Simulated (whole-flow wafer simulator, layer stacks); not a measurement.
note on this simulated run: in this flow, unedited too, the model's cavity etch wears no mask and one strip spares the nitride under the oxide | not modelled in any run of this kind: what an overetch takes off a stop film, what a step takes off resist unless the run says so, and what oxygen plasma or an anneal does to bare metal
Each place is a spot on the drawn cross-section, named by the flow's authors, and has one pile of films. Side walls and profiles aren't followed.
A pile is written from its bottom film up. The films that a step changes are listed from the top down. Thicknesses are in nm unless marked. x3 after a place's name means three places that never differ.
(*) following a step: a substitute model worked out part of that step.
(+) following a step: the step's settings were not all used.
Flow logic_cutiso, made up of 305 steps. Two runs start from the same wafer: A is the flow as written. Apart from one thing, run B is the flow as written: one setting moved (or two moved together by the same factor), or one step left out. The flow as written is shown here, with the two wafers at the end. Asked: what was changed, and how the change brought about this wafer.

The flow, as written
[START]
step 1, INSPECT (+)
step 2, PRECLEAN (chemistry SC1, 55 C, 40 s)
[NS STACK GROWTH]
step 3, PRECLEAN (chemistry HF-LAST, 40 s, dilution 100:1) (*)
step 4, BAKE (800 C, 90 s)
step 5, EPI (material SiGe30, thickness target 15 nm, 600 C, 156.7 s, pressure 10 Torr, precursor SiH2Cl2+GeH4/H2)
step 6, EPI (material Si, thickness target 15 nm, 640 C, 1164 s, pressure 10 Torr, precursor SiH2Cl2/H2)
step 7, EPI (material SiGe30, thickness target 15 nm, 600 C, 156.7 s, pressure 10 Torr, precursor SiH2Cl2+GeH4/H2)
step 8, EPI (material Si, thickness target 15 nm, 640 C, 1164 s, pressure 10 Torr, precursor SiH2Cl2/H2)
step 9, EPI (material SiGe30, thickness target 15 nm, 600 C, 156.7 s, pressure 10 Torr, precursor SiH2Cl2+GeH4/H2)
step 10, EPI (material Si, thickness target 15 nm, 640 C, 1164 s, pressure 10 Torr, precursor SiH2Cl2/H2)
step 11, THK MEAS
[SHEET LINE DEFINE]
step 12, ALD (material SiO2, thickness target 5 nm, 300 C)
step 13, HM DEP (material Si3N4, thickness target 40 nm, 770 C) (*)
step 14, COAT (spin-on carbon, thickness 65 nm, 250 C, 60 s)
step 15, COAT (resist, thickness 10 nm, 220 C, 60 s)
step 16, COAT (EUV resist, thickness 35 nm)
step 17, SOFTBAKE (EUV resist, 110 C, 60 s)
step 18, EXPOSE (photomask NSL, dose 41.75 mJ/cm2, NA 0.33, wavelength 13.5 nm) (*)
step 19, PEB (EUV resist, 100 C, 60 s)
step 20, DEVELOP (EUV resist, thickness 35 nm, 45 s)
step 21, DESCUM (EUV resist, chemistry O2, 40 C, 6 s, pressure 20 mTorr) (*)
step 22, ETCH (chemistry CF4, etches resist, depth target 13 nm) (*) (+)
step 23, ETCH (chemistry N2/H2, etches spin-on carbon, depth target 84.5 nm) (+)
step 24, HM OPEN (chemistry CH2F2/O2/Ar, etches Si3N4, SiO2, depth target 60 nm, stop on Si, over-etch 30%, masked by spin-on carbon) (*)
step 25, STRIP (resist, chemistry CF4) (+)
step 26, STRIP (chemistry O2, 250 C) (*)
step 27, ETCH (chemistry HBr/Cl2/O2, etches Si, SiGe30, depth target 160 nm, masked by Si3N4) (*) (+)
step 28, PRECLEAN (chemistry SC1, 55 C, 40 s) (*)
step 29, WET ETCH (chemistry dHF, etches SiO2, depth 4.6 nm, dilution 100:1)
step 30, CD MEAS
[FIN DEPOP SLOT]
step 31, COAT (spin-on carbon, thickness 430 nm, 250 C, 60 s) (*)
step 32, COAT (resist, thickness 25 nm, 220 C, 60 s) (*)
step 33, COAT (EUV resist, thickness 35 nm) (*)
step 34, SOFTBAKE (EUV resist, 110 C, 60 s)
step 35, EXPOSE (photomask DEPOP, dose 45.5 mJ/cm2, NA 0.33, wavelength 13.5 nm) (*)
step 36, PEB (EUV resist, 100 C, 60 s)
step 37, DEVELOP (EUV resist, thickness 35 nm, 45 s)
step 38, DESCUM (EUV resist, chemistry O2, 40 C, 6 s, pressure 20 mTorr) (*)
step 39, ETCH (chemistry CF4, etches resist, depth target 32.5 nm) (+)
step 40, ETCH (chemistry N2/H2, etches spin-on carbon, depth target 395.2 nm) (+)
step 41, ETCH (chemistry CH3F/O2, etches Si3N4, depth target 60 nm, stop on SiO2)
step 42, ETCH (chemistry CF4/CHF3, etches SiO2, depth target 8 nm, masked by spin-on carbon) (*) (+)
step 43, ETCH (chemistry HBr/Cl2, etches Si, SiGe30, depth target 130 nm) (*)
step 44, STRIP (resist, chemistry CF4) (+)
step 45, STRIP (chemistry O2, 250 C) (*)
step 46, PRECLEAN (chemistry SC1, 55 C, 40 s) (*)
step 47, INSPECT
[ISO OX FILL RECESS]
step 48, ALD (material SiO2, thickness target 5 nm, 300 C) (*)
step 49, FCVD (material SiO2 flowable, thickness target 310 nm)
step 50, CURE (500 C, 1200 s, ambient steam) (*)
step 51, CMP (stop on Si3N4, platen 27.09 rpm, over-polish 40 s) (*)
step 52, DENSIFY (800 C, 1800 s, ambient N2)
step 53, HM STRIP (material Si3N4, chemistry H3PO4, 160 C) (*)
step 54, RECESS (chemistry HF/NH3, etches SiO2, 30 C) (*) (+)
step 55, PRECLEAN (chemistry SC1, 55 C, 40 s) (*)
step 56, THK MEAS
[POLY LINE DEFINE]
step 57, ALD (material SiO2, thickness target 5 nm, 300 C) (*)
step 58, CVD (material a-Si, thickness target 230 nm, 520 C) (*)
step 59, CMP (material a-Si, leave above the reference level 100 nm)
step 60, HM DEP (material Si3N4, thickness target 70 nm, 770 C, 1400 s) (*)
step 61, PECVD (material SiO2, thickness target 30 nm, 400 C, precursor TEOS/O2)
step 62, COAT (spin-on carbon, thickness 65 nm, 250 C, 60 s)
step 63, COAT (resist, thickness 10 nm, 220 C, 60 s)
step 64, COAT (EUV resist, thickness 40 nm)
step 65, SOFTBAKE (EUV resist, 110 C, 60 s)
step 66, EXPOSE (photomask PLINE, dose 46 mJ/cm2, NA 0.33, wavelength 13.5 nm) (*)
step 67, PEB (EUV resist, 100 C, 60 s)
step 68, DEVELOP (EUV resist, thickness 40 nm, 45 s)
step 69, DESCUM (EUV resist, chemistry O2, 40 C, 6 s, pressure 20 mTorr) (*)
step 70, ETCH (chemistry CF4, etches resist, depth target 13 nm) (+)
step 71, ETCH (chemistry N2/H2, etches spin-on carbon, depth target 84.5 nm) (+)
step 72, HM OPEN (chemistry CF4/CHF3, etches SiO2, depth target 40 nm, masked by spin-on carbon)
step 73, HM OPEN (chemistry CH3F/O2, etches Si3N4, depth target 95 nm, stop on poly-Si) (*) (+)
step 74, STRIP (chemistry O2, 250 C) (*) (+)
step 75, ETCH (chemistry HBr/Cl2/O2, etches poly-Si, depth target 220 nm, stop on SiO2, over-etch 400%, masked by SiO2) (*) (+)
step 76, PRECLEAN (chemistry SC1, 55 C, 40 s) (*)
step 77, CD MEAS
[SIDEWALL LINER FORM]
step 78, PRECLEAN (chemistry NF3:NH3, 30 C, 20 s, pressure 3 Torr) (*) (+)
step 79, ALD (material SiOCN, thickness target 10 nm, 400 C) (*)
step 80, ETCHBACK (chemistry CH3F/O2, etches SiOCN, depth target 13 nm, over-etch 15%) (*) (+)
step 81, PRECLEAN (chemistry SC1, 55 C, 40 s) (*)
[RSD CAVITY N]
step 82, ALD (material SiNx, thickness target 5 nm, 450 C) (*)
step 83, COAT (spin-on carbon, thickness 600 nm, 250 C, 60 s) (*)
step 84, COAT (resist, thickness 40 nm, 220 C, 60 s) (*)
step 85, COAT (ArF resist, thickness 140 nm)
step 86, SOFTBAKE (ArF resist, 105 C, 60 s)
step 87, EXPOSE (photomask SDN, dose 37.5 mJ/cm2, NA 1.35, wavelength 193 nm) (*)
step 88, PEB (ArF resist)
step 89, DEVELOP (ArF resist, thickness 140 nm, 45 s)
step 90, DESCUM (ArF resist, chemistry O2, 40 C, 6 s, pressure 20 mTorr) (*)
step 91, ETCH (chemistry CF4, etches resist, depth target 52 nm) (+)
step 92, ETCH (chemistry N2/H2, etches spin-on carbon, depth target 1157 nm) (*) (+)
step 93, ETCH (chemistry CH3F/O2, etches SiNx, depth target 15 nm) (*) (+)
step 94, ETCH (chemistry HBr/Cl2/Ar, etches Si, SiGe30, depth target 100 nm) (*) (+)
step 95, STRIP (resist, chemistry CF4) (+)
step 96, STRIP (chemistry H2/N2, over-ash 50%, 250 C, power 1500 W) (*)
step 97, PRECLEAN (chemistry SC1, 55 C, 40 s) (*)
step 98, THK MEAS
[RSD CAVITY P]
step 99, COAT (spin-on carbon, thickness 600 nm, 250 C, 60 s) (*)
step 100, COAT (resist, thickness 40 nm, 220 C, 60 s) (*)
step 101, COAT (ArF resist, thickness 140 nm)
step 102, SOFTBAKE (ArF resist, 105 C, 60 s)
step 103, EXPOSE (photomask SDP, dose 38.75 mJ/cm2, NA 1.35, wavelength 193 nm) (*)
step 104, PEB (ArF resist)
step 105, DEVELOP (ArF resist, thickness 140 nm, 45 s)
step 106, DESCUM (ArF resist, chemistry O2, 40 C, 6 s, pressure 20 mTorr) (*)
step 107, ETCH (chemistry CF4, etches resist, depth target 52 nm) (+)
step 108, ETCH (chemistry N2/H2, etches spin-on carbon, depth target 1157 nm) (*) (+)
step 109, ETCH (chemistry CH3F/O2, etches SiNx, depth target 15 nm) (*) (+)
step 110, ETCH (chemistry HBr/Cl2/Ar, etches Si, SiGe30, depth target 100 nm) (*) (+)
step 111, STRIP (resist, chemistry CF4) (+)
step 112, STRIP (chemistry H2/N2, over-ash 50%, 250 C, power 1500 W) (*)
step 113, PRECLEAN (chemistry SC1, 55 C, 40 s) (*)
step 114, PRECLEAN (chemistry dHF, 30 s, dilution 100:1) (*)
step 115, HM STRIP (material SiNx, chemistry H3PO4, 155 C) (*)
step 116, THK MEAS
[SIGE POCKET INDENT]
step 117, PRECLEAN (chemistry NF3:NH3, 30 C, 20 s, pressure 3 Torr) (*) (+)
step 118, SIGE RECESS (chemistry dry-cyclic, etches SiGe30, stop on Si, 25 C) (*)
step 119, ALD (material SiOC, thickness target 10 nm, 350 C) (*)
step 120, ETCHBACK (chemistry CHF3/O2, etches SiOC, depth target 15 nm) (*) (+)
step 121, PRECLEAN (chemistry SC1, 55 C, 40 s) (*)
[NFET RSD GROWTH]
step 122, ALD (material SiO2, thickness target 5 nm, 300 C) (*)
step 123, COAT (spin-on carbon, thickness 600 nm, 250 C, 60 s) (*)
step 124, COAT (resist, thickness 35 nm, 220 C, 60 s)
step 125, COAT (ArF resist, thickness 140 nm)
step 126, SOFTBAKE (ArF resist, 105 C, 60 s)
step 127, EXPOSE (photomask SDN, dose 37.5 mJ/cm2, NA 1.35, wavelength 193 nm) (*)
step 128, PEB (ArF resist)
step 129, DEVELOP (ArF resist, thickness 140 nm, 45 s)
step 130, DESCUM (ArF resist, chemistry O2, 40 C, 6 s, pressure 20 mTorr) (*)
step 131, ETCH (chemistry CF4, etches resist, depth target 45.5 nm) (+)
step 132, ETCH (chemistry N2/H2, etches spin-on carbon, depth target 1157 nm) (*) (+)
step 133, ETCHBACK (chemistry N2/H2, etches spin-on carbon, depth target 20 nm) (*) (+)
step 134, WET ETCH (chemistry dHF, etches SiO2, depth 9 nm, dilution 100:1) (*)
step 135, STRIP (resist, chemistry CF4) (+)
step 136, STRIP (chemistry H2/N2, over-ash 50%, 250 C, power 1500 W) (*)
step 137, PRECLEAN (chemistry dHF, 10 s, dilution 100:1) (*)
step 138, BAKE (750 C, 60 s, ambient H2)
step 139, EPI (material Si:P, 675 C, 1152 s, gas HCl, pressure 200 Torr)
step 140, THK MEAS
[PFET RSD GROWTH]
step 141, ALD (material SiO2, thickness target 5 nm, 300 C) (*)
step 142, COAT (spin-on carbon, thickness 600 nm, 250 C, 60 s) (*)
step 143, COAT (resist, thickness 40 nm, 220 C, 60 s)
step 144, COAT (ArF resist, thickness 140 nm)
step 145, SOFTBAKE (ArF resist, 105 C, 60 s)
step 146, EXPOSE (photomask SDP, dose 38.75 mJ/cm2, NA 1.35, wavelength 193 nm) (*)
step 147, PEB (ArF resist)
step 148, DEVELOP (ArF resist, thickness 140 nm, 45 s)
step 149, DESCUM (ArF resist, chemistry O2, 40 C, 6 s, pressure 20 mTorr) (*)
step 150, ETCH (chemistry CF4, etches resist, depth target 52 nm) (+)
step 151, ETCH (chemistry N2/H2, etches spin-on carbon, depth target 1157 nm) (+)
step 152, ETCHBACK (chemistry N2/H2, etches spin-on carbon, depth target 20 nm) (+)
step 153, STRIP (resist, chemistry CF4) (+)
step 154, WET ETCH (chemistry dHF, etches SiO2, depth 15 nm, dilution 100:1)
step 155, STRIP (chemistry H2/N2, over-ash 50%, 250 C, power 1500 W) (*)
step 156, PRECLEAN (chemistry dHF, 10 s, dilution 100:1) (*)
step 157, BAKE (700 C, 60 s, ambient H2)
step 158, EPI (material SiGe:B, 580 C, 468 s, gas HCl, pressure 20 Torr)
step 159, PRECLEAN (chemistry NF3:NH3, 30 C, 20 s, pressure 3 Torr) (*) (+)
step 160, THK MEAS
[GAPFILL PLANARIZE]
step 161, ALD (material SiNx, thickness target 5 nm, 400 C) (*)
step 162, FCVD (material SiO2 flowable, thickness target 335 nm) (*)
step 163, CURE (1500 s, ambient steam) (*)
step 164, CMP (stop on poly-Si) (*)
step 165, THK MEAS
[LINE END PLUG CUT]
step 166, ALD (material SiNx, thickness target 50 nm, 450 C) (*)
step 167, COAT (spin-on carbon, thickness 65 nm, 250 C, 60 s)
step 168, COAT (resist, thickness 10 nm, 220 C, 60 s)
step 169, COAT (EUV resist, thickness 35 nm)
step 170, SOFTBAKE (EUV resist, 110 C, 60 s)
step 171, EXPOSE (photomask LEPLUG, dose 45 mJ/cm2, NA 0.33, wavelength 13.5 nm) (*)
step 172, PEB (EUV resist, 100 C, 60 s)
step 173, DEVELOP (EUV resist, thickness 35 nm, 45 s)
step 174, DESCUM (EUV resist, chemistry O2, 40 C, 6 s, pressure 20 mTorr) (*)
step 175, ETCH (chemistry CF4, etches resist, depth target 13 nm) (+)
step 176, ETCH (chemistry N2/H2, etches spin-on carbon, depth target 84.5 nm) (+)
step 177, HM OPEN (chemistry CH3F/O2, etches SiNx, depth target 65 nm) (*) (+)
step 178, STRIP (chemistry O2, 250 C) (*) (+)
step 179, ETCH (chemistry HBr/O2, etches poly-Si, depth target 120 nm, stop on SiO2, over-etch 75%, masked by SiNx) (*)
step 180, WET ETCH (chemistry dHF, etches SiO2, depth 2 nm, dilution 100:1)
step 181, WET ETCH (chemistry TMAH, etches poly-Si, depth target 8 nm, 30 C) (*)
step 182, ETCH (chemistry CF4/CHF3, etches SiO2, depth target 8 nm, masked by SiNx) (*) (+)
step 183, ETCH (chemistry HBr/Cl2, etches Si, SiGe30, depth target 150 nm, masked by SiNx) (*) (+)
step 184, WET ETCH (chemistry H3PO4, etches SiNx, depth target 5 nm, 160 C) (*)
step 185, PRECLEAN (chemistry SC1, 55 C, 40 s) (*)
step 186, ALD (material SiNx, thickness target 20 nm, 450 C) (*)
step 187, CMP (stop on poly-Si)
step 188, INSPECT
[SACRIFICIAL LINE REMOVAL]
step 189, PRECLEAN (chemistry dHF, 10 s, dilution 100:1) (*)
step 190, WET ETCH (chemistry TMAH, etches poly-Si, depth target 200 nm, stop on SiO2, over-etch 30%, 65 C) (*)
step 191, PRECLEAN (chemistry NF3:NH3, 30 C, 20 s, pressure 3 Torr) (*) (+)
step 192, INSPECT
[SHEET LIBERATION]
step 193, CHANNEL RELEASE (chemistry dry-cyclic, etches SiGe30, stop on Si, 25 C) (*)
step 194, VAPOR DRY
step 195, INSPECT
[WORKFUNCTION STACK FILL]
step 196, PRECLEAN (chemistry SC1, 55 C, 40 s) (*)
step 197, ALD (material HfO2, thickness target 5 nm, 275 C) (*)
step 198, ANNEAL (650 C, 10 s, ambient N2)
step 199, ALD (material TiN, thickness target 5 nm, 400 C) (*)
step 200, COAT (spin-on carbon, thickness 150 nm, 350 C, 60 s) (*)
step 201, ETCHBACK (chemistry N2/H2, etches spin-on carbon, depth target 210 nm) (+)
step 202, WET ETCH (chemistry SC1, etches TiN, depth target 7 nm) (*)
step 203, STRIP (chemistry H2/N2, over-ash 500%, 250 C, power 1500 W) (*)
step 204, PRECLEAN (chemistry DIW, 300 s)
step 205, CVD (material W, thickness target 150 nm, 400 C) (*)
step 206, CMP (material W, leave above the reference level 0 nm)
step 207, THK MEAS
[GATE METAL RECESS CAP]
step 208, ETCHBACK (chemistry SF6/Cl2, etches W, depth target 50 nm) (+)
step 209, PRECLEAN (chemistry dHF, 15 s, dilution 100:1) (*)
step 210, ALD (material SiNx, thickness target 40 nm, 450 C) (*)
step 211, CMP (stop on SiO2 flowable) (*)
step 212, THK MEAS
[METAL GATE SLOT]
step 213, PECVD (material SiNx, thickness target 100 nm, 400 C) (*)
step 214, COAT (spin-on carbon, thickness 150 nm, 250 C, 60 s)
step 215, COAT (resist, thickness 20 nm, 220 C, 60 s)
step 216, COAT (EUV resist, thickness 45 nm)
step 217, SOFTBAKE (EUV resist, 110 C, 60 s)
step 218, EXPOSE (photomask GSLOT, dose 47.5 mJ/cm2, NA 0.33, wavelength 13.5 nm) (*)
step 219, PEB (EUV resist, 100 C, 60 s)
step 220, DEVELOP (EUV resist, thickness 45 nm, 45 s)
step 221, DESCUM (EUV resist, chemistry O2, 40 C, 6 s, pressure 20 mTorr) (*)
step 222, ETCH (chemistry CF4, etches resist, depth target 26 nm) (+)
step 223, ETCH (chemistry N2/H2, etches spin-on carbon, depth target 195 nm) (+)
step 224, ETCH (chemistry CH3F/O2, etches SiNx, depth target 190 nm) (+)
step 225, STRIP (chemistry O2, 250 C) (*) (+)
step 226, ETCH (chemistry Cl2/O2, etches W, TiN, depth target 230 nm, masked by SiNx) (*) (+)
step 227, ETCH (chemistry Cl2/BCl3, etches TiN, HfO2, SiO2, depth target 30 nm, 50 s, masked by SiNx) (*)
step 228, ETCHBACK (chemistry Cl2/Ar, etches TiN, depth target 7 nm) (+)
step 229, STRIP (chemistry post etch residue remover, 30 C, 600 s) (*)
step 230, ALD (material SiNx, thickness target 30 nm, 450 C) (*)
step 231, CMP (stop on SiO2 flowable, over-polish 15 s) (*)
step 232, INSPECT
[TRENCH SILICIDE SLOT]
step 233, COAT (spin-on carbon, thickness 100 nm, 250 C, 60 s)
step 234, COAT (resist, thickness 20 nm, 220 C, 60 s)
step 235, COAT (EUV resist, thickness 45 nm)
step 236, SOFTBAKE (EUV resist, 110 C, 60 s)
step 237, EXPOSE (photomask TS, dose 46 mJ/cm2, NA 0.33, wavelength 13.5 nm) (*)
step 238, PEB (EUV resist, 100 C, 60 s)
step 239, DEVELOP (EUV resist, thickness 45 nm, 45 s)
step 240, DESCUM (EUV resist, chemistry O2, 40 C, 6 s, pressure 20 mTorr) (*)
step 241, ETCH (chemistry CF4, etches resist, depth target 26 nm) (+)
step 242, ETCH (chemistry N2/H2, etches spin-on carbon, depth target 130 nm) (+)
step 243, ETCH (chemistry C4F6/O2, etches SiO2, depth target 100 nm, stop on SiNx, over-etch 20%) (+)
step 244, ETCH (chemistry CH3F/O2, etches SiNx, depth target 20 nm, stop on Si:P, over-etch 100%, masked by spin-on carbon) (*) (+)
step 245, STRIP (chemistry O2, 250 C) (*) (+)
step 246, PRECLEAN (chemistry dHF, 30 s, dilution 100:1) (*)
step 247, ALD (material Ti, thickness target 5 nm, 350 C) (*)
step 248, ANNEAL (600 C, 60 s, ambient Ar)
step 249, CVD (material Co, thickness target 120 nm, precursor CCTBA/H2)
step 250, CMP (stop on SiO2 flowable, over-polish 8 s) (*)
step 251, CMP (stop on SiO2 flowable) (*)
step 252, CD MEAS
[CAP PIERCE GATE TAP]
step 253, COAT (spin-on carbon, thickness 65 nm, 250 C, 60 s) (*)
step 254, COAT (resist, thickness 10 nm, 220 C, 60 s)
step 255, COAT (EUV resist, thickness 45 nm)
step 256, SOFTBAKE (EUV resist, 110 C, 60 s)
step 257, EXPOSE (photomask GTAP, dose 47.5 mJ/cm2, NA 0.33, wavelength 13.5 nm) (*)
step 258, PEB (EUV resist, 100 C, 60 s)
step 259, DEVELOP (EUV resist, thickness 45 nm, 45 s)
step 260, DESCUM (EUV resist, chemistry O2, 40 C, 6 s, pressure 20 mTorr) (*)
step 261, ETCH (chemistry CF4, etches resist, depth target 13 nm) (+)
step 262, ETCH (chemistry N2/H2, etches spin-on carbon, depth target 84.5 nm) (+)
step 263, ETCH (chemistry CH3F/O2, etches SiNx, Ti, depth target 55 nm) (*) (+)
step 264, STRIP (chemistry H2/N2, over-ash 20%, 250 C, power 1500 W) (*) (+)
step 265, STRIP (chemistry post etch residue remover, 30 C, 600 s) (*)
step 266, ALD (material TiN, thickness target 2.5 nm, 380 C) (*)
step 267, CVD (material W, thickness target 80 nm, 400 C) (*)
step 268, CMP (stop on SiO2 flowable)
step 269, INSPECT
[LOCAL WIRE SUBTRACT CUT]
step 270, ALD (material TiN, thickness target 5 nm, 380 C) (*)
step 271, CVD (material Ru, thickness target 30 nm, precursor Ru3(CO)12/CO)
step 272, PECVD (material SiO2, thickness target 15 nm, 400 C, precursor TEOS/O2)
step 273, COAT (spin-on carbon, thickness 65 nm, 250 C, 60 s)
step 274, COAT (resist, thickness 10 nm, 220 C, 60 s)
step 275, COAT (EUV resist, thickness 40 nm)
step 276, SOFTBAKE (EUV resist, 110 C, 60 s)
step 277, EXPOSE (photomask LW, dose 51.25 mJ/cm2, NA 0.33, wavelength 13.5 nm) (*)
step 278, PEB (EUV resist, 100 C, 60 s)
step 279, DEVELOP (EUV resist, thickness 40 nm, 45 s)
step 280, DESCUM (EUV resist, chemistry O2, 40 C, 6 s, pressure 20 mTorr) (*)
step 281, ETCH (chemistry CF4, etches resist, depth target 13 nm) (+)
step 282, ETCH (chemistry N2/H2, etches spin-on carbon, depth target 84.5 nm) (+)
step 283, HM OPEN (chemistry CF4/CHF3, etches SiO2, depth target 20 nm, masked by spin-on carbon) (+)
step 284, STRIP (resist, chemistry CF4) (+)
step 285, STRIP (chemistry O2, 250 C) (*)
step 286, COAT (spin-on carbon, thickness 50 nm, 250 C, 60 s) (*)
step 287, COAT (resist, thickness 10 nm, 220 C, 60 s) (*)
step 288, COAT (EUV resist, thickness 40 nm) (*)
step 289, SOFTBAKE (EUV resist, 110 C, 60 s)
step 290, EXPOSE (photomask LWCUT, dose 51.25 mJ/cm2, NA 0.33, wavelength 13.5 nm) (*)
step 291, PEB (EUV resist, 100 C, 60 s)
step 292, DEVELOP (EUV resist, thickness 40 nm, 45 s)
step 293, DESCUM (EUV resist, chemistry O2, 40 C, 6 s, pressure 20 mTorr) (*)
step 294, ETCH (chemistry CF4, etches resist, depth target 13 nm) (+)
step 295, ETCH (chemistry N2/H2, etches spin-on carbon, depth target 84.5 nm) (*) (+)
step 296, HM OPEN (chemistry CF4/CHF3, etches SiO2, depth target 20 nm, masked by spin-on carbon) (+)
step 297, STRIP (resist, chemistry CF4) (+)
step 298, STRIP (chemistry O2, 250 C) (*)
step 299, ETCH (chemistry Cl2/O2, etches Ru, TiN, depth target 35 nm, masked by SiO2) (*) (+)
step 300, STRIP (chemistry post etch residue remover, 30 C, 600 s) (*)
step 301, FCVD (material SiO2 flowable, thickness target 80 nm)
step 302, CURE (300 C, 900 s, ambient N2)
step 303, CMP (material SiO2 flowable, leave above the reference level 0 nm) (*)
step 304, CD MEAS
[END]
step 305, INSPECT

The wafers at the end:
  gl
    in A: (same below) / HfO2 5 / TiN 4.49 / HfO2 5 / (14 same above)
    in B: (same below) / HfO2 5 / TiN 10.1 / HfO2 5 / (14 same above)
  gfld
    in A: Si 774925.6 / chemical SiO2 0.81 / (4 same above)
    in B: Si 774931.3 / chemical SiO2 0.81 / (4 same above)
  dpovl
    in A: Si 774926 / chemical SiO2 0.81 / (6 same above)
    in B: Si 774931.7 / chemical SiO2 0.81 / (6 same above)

Cause: step 7, EPI: thickness target 20.6 nm was run, while the flow as written has thickness target 15 nm; step 7, EPI: 215.5 s was run, where the flow has 156.7 s.

The path from the change to this, step by step:
  step 7, EPI (material SiGe30, thickness target 15 nm, 600 C, 156.7 s, pressure 10 Torr, precursor SiH2Cl2+GeH4/H2)
      depop, dpovl, gfld and 19 more: A +15 SiGe30 (new film) | B +20.6 SiGe30 (new film)
  step 27, ETCH (chemistry HBr/Cl2/O2, etches Si, SiGe30, depth target 160 nm, masked by Si3N4) (*) (+)
      gfld, gxf, iso, lnri: A -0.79 chemical SiO2 (all of it), -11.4 Si (all of it), -15 SiGe30 (all of it), -15 Si (all of it), -15 SiGe30 (all of it), -15 Si (all of it), -15 SiGe30 (all of it), -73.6 Si | B -0.79 chemical SiO2 (all of it), -11.4 Si (all of it), -15 SiGe30 (all of it), -15 Si (all of it), -20.6 SiGe30 (all of it), -15 Si (all of it), -15 SiGe30 (all of it), -68 Si
      dpovl, nsgap: A -0.79 chemical SiO2 (all of it), -11.8 Si (all of it), -15 SiGe30 (all of it), -15 Si (all of it), -15 SiGe30 (all of it), -15 Si (all of it), -15 SiGe30 (all of it), -73.2 Si | B -0.79 chemical SiO2 (all of it), -11.8 Si (all of it), -15 SiGe30 (all of it), -15 Si (all of it), -20.6 SiGe30 (all of it), -15 Si (all of it), -15 SiGe30 (all of it), -67.6 Si
      (as well as at 1 more place)
  step 43, ETCH (chemistry HBr/Cl2, etches Si, SiGe30, depth target 130 nm) (*)
      depop: A -14 Si (all of it), -15 SiGe30 (all of it), -15 Si (all of it), -15 SiGe30 (all of it), -15 Si (all of it), -15 SiGe30 (all of it), -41 Si | B -14 Si (all of it), -15 SiGe30 (all of it), -15 Si (all of it), -20.6 SiGe30 (all of it), -15 Si (all of it), -15 SiGe30 (all of it), -35.3 Si
  step 94, ETCH (chemistry HBr/Cl2/Ar, etches Si, SiGe30, depth target 100 nm) (*) (+)
      rsdn, rsdx: A -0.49 chemical SiO2 (all of it), -12.8 Si (all of it), -15 SiGe30 (all of it), -15 Si (all of it), -15 SiGe30 (all of it), -15 Si (all of it), -15 SiGe30 (all of it), -12.2 Si | B -0.49 chemical SiO2 (all of it), -12.8 Si (all of it), -15 SiGe30 (all of it), -15 Si (all of it), -20.6 SiGe30 (all of it), -15 Si (all of it), -15 SiGe30 (all of it), -6.53 Si
  step 110, ETCH (chemistry HBr/Cl2/Ar, etches Si, SiGe30, depth target 100 nm) (*) (+)
      rsdp, rsdw: A -0.49 chemical SiO2 (all of it), -12.8 Si (all of it), -15 SiGe30 (all of it), -15 Si (all of it), -15 SiGe30 (all of it), -15 Si (all of it), -15 SiGe30 (all of it), -12.2 Si | B -0.49 chemical SiO2 (all of it), -12.8 Si (all of it), -15 SiGe30 (all of it), -15 Si (all of it), -20.6 SiGe30 (all of it), -15 Si (all of it), -15 SiGe30 (all of it), -6.53 Si
  step 118, SIGE RECESS (chemistry dry-cyclic, etches SiGe30, stop on Si, 25 C) (*)
      lnr, lnrp, lnrt: A -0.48 SiOCN, -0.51 Si, +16 cavity (new film), -15 SiGe30 (all of it), -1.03 Si, +16 cavity (new film), -15 SiGe30 (all of it), -1.03 Si, +16 cavity (new film), -15 SiGe30 (all of it), -0.51 Si | B -0.48 SiOCN, -0.51 Si, +16 cavity (new film), -15 SiGe30 (all of it), -1.03 Si, +21.7 cavity (new film), -20.6 SiGe30 (all of it), -1.03 Si, +16 cavity (new film), -15 SiGe30 (all of it), -0.51 Si
  step 119, ALD (material SiOC, thickness target 10 nm, 350 C) (*)
      lnr, lnrp, lnrt: A +10 SiOC (new film), +16 SiOC (new film), -16 cavity (all of it), +16 SiOC (new film), -16 cavity (all of it), +16 SiOC (new film), -16 cavity (all of it) | B +10 SiOC (new film), +16 SiOC (new film), -16 cavity (all of it), +21.7 SiOC (new film), -21.7 cavity (all of it), +16 SiOC (new film), -16 cavity (all of it)
  step 183, ETCH (chemistry HBr/Cl2, etches Si, SiGe30, depth target 150 nm, masked by SiNx) (*) (+)
      plug: A -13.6 Si (all of it), -15 SiGe30 (all of it), -15 Si (all of it), -15 SiGe30 (all of it), -15 Si (all of it), -15 SiGe30 (all of it), -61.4 Si | B -13.6 Si (all of it), -15 SiGe30 (all of it), -15 Si (all of it), -20.6 SiGe30 (all of it), -15 Si (all of it), -15 SiGe30 (all of it), -55.8 Si
  step 193, CHANNEL RELEASE (chemistry dry-cyclic, etches SiGe30, stop on Si, 25 C) (*)
      gl, glp, gxn, gxp, ns, tap: A +0.8 chemical SiO2 (new film), -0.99 Si, +0.8 chemical SiO2 (new film), +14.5 cavity (new film), +0.8 chemical SiO2 (new film), -15 SiGe30 (all of it), -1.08 Si, +0.8 chemical SiO2 (new film), +14.5 cavity (new film), +0.8 chemical SiO2 (new film), -15 SiGe30 (all of it), -1.08 Si, +0.8 chemical SiO2 (new film), +14.5 cavity (new film), +0.8 chemical SiO2 (new film), -15 SiGe30 (all of it), -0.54 Si | B +0.8 chemical SiO2 (new film), -0.99 Si, +0.8 chemical SiO2 (new film), +14.5 cavity (new film), +0.8 chemical SiO2 (new film), -15 SiGe30 (all of it), -1.08 Si, +0.8 chemical SiO2 (new film), +20.1 cavity (new film), +0.8 chemical SiO2 (new film), -20.6 SiGe30 (all of it), -1.08 Si, +0.8 chemical SiO2 (new film), +14.5 cavity (new film), +0.8 chemical SiO2 (new film), -15 SiGe30 (all of it), -0.54 Si
  step 199, ALD (material TiN, thickness target 5 nm, 400 C) (*)
      gl, glp, tap: A +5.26 TiN (new film), +4.49 TiN (new film), -4.49 cavity (all of it), +4.49 TiN (new film), -4.49 cavity (all of it), +4.49 TiN (new film), -4.49 cavity (all of it) | B +5.26 TiN (new film), +4.49 TiN (new film), -4.49 cavity (all of it), +10.1 TiN (new film), -10.1 cavity (all of it), +4.49 TiN (new film), -4.49 cavity (all of it)
      gxn, gxp, ns: A +5 TiN (new film), +4.49 TiN (new film), -4.49 cavity (all of it), +4.49 TiN (new film), -4.49 cavity (all of it), +4.49 TiN (new film), -4.49 cavity (all of it) | B +5 TiN (new film), +4.49 TiN (new film), -4.49 cavity (all of it), +10.1 TiN (new film), -10.1 cavity (all of it), +4.49 TiN (new film), -4.49 cavity (all of it)
